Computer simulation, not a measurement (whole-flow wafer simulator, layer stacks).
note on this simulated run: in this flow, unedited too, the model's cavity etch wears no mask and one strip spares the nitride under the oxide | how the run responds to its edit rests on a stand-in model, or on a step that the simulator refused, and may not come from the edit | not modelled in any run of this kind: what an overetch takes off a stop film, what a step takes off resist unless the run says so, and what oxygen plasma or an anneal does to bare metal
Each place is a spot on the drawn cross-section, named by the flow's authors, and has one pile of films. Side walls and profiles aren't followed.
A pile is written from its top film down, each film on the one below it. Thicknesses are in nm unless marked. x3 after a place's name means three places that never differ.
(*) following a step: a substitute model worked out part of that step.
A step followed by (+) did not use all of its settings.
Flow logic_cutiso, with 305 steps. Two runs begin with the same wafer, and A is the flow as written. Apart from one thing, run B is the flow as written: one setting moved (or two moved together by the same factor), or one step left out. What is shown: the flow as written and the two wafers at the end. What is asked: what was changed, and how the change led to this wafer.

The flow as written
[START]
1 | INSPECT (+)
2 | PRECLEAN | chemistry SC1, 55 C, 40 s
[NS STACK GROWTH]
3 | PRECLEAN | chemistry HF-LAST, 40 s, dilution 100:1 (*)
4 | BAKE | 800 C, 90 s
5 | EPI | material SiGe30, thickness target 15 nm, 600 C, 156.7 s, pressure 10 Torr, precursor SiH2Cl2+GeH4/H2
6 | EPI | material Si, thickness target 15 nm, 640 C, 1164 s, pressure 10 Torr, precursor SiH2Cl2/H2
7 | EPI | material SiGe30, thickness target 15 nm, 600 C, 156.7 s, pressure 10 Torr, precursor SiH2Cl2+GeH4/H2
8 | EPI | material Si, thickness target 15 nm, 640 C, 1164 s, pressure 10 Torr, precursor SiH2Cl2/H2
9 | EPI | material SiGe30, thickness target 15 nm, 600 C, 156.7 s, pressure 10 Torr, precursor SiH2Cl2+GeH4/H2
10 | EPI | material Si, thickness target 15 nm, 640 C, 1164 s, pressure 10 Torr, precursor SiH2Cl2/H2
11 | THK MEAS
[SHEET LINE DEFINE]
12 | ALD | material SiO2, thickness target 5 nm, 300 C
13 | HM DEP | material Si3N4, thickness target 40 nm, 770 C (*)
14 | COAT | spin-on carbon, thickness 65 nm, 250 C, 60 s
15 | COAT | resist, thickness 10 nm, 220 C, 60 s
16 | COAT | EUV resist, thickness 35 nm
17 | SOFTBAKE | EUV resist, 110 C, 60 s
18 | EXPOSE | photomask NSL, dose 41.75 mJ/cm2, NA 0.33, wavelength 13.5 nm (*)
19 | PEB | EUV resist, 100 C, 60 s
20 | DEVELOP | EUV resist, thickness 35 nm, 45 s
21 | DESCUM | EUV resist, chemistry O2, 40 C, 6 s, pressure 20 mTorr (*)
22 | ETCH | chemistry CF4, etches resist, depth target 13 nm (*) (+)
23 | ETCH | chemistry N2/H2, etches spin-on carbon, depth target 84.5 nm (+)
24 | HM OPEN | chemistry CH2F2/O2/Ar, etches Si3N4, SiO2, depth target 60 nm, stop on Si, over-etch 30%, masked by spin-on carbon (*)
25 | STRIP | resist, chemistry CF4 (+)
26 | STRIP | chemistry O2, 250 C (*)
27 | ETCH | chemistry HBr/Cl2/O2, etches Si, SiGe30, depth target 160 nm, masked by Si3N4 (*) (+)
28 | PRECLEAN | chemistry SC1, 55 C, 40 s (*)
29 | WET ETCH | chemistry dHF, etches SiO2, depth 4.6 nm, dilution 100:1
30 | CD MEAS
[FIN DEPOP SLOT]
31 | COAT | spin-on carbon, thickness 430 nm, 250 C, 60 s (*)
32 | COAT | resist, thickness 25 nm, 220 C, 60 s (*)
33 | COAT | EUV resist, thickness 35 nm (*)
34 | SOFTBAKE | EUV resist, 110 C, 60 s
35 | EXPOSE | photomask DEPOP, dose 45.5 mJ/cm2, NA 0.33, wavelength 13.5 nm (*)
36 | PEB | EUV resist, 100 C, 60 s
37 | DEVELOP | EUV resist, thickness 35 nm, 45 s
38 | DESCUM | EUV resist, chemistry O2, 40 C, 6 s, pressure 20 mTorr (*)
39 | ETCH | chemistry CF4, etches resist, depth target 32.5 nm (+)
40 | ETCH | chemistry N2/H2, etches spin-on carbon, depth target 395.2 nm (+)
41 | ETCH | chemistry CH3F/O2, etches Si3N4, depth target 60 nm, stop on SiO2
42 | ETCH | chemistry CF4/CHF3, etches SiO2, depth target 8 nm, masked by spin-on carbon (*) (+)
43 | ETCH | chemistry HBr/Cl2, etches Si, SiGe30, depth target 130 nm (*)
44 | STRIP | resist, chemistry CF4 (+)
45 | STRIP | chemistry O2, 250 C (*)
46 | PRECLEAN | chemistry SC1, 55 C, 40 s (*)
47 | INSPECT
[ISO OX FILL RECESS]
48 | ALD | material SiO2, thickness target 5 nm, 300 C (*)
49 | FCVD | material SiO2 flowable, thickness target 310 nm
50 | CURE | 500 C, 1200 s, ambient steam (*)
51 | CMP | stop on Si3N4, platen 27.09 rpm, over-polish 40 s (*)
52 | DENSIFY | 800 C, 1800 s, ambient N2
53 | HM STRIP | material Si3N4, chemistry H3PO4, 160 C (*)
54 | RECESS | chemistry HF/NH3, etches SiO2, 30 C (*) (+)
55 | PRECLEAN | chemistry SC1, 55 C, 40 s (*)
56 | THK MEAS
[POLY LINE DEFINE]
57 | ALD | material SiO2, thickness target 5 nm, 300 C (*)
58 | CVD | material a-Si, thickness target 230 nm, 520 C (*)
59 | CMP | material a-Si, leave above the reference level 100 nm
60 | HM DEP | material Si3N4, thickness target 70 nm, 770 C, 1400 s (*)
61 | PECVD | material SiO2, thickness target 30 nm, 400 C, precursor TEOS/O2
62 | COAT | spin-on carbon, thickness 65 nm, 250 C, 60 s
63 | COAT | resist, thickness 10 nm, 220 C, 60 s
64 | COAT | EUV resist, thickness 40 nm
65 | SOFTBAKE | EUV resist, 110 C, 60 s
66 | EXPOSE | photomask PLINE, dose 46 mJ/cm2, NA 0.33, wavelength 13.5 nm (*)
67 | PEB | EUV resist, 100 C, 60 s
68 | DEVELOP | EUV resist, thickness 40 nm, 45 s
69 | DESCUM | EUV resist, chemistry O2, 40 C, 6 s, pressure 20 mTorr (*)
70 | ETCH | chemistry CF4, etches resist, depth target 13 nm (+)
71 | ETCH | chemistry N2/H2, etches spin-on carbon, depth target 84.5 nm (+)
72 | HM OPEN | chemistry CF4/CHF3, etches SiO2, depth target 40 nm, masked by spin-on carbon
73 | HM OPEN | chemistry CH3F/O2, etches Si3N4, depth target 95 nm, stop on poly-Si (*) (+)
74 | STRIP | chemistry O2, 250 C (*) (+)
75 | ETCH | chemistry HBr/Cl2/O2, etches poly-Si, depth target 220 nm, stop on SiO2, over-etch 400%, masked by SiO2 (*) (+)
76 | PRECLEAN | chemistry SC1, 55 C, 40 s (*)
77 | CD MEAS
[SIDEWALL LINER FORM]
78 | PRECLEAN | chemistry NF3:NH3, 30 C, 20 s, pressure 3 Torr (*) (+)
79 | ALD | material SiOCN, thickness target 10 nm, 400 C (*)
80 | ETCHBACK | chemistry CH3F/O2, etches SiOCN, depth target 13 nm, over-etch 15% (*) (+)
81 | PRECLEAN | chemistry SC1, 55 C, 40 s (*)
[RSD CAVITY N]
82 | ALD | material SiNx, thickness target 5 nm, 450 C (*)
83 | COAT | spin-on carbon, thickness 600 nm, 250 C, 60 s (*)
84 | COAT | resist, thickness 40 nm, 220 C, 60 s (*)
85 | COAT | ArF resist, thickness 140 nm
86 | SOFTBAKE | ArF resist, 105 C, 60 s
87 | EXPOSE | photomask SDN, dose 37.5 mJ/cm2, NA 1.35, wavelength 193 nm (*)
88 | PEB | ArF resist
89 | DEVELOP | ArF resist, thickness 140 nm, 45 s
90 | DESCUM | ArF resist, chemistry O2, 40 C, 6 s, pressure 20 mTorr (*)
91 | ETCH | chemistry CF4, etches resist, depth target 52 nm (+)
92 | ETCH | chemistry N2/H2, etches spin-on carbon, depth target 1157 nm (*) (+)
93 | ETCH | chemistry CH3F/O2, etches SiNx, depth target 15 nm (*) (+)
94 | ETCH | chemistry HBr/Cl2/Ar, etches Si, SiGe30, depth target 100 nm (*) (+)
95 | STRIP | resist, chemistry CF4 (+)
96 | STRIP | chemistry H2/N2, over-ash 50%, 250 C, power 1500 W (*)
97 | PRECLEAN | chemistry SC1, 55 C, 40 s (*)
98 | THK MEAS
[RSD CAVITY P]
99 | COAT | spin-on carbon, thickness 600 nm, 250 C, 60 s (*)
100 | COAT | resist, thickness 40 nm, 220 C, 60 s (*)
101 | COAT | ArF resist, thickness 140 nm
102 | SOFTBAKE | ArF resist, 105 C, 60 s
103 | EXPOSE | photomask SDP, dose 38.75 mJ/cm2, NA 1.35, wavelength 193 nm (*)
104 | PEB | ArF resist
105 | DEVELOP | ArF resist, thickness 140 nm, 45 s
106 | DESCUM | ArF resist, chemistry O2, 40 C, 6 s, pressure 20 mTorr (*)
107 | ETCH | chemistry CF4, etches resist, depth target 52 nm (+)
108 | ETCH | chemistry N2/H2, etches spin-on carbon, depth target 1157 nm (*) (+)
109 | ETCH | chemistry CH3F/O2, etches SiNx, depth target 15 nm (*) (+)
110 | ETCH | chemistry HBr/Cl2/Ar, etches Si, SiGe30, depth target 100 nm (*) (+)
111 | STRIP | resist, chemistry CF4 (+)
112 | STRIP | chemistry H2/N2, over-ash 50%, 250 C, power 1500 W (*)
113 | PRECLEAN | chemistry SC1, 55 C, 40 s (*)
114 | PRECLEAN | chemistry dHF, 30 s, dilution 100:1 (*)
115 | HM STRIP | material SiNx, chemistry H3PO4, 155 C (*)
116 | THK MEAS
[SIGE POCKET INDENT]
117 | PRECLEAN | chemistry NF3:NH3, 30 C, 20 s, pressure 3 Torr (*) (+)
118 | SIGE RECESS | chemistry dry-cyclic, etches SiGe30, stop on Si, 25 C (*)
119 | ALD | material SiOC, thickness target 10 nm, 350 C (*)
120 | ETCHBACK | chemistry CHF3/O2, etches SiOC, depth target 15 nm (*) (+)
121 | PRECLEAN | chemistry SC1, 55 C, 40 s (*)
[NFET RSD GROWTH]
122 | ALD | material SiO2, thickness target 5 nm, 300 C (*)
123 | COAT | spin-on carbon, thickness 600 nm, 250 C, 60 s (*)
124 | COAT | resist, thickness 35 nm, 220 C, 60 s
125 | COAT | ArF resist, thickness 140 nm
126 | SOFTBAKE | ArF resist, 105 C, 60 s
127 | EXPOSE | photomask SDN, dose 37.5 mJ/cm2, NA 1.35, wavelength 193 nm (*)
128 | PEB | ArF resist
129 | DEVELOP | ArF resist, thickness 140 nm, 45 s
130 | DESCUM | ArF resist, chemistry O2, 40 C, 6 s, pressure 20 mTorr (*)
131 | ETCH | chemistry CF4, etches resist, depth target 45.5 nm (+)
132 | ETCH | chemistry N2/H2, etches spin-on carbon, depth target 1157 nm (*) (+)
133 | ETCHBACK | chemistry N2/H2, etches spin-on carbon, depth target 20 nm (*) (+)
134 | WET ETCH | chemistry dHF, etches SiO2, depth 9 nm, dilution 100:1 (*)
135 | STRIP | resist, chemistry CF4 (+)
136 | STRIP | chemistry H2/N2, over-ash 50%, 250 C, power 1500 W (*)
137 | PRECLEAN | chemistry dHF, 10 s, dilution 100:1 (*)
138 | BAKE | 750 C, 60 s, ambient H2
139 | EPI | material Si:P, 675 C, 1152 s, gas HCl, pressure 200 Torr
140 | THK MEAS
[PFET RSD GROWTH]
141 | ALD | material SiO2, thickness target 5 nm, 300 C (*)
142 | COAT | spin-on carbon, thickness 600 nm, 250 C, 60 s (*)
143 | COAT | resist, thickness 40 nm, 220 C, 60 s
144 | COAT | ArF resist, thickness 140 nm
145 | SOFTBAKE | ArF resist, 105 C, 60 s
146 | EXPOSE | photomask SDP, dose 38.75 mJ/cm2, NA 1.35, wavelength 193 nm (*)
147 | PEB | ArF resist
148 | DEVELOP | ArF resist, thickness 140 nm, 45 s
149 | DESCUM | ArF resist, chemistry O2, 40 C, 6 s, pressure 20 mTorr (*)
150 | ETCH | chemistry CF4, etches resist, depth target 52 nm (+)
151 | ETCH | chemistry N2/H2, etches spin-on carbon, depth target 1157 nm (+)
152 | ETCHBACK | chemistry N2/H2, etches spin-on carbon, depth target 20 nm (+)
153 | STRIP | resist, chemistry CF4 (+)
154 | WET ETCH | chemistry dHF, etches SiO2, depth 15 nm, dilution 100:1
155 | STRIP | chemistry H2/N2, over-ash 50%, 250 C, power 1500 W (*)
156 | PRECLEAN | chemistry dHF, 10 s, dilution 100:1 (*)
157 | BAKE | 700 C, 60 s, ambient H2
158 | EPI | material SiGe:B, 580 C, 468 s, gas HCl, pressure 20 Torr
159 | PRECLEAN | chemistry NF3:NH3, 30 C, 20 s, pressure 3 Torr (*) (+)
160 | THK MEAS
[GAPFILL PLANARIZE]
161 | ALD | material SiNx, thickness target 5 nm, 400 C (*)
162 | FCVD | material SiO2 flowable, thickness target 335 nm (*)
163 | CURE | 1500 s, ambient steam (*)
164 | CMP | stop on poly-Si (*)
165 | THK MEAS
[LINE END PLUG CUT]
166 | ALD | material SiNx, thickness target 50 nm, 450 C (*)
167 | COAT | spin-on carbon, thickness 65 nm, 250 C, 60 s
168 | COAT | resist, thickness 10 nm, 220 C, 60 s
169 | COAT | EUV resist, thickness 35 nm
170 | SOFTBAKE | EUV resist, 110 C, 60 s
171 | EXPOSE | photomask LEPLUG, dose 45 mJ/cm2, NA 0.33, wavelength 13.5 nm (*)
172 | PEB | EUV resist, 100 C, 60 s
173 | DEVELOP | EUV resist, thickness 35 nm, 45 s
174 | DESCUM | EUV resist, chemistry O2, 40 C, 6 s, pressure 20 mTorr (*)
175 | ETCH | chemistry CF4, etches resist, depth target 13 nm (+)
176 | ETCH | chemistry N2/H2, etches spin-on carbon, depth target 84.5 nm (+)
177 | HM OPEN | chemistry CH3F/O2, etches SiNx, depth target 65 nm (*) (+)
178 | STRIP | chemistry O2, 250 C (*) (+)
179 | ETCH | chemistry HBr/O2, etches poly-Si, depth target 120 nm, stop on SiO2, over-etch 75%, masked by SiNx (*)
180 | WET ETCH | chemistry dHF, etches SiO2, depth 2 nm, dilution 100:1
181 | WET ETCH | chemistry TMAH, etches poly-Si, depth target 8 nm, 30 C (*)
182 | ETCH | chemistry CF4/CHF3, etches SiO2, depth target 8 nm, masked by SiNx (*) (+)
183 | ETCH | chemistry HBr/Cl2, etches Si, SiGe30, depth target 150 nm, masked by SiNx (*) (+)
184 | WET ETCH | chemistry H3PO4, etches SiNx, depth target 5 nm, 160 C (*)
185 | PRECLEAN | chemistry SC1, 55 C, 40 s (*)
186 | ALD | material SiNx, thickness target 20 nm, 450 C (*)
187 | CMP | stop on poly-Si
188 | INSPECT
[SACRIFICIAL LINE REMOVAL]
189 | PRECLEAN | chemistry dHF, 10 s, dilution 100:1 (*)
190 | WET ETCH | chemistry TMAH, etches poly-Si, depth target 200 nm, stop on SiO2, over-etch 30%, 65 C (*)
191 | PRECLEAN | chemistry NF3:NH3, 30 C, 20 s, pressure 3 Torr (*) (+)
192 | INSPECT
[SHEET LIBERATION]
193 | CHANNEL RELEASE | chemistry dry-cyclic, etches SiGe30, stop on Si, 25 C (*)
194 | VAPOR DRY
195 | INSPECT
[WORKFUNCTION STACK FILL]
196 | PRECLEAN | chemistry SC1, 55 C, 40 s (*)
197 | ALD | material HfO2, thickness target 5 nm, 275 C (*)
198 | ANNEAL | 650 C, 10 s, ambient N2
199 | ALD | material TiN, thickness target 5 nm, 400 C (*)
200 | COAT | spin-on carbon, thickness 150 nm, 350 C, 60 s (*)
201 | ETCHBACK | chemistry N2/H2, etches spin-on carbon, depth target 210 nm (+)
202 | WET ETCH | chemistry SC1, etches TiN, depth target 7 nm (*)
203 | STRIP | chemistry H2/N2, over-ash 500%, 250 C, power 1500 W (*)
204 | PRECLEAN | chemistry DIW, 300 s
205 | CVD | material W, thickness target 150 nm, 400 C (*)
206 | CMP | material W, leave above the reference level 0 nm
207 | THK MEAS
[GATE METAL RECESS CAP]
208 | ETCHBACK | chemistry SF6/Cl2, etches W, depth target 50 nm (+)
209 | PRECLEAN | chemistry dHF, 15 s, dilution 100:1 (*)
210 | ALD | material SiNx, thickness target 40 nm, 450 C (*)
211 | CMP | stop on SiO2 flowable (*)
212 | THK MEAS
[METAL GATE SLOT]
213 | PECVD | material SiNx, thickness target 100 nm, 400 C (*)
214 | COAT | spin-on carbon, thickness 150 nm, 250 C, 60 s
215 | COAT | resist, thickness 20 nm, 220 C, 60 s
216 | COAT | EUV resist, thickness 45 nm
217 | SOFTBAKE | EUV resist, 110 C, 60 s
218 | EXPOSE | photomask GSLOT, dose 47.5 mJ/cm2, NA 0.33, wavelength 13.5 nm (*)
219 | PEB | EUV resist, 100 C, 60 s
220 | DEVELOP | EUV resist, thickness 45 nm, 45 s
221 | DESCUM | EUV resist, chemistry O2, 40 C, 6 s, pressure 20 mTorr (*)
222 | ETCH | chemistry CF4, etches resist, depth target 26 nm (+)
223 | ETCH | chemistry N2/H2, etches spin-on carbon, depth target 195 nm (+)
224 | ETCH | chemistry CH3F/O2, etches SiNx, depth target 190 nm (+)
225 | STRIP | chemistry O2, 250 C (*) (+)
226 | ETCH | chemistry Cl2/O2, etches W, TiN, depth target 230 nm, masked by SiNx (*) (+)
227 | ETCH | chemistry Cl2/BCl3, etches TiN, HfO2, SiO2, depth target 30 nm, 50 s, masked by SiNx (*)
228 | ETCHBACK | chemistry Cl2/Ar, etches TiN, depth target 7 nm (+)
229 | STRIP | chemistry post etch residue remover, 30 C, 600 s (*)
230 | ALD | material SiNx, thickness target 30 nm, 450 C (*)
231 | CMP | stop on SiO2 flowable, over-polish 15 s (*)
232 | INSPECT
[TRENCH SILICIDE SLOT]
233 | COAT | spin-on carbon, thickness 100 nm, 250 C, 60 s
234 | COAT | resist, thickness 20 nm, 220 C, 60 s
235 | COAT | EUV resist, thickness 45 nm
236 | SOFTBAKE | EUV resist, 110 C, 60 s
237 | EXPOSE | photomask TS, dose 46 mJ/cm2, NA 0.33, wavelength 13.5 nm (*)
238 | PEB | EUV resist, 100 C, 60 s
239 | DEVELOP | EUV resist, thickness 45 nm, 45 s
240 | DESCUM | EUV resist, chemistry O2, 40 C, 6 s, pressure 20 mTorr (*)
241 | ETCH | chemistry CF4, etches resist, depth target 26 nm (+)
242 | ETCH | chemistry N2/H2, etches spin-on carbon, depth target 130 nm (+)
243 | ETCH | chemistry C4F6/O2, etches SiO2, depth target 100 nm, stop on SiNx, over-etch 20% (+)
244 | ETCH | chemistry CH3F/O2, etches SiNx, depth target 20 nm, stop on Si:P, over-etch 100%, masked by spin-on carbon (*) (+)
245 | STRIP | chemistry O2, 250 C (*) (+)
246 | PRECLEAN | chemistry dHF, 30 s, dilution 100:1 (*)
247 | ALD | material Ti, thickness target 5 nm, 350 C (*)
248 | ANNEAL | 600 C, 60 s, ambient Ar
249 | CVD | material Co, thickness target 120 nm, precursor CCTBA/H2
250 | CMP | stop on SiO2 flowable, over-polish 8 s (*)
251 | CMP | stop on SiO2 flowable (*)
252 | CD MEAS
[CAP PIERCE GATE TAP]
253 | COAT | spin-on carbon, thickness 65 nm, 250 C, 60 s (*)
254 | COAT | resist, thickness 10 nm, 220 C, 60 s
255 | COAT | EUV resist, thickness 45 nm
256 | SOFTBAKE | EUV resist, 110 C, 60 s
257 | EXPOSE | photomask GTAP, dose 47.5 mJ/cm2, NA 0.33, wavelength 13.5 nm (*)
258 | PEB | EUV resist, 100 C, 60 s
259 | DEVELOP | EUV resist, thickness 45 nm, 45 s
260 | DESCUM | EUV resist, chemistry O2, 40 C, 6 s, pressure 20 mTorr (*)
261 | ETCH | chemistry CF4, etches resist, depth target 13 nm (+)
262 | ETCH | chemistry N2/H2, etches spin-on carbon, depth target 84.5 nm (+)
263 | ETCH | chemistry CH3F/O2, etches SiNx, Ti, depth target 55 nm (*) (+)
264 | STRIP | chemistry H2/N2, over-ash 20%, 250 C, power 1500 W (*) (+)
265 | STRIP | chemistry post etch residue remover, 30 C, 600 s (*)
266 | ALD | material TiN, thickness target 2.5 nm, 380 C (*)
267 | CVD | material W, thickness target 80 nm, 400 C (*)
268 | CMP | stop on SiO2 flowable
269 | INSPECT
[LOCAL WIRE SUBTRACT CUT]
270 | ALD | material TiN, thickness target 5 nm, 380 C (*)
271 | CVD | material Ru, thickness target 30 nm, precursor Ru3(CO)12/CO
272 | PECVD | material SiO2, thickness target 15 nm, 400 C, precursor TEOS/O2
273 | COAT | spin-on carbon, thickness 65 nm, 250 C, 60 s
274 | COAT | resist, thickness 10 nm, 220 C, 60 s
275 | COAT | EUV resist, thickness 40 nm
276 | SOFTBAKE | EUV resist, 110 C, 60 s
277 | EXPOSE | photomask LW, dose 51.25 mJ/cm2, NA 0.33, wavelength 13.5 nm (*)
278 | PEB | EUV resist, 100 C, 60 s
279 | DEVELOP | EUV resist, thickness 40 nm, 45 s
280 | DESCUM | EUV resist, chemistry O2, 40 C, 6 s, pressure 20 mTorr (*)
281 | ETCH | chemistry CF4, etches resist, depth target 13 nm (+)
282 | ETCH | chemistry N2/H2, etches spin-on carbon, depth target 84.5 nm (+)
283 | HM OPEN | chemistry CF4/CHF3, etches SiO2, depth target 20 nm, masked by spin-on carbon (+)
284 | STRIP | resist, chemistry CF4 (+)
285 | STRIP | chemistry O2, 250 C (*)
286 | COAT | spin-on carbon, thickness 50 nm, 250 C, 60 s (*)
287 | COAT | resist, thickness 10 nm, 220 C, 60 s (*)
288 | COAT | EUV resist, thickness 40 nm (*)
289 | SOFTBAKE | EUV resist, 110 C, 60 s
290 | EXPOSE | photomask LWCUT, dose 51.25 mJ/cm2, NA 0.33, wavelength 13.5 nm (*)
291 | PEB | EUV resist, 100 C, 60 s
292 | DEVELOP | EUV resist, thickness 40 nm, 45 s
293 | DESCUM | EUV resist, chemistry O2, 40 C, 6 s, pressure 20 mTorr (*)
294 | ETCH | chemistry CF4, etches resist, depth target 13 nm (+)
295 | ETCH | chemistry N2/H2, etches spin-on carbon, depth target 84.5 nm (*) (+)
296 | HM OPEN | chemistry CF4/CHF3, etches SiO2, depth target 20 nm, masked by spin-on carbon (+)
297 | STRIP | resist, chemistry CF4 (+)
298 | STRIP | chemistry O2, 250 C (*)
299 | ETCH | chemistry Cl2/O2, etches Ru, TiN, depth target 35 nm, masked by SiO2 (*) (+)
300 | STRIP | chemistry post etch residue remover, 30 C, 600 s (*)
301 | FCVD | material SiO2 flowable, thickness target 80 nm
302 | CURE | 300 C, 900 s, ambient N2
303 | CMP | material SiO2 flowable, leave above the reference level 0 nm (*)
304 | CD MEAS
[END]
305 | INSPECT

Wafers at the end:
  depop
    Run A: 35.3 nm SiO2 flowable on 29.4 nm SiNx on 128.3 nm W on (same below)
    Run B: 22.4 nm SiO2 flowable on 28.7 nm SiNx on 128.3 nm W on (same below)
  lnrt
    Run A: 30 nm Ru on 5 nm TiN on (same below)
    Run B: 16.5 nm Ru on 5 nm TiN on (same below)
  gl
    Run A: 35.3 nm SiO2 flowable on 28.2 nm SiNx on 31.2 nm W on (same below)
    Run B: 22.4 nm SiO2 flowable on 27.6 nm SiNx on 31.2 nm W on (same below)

Cause: step 271, CVD: thickness target 16.5 nm was run, while the flow as written has thickness target 30 nm.
The wafer itself shows it: lnrt has Ru 16.5, and step 271 as written asks for 30 nm.

How this came from the change, step by step:
  271 | CVD | material Ru, thickness target 30 nm, precursor Ru3(CO)12/CO
      depop, dpovl, gfld and 19 more: A Ru gains 30 (new film) | B Ru gains 16.5 (new film)
  299 | ETCH | chemistry Cl2/O2, etches Ru, TiN, depth target 35 nm, masked by SiO2 (*) (+)
      depop, dpovl, gfld and 9 more: A Ru loses 29.6 (all of it), TiN loses 5 (all of it) | B Ru loses 16.1 (all of it), TiN loses 5 (all of it), SiNx loses 0.7
      iso, rsdx: A Ru loses 29.6 (all of it), TiN loses 5 (all of it) | B Ru loses 16.1 (all of it), TiN loses 5 (all of it), SiO2 flowable loses 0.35
      (and at 4 other places as well)
  301 | FCVD | material SiO2 flowable, thickness target 80 nm
      gfld, gl, glp, gxf, gxn, gxp, plug: A SiO2 flowable gains 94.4 (new film) | B SiO2 flowable gains 90.9 (new film)
      lnrt, rsdn, rsdp, tap: A SiO2 flowable gains 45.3 (new film) | B SiO2 flowable gains 54.5 (new film)
      (and at 6 other places as well)
  303 | CMP | material SiO2 flowable, leave above the reference level 0 nm (*)
      gfld, gl, glp and 10 more: A SiO2 flowable loses 59.2 | B SiO2 flowable loses 68.5
      depop, dpovl, isow, ns, nsgap: A SiO2 flowable loses 44.7 | B SiO2 flowable loses 57.5
      (and at 4 other places as well)
